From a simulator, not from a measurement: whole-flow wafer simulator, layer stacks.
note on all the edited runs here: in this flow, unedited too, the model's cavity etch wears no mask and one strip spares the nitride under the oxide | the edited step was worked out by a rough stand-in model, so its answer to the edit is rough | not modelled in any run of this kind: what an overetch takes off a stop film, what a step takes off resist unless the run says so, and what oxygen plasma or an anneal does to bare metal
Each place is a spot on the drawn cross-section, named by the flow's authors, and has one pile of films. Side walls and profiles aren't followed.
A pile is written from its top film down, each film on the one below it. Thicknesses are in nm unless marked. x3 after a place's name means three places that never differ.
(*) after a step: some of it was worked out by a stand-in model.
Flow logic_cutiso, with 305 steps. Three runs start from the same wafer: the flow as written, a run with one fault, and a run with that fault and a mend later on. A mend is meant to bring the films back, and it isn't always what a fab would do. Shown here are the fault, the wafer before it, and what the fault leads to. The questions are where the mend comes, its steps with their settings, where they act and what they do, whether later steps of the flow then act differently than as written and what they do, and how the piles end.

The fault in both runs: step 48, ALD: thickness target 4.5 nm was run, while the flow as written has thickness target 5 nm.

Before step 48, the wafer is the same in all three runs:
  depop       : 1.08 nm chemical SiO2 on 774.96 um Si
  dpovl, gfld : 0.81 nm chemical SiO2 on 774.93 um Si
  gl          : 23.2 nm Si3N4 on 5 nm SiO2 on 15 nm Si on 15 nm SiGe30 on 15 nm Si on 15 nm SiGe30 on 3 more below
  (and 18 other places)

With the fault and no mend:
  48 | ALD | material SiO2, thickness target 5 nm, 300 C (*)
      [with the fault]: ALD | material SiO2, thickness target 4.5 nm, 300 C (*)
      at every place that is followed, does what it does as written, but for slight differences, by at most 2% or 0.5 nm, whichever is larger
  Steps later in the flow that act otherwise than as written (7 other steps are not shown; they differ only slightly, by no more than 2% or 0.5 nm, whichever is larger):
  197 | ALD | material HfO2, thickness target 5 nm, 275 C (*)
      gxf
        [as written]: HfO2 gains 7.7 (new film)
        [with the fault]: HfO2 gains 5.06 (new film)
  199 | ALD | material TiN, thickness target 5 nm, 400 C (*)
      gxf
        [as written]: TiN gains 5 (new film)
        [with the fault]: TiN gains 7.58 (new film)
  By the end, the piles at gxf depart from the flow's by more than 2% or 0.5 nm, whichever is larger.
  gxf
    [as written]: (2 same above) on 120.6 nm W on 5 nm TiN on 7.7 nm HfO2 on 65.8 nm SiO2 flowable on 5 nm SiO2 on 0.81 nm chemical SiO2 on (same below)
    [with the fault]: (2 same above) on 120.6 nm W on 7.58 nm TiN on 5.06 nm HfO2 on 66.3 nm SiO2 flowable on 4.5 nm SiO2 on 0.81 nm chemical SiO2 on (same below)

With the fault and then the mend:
  The mend follows step 48.
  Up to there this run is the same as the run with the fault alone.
  48a | ALD | material SiO2, thickness target 0.5 nm, 300 C (*) (a further turn of the flow's step 48, with different settings)
      depop, dpovl, gfld and 19 more
        SiO2 gains 0.5
  None of the later steps of the flow acts differently than as written at any place that is followed.
  At every place that both follow, the piles at the end match the flow's.
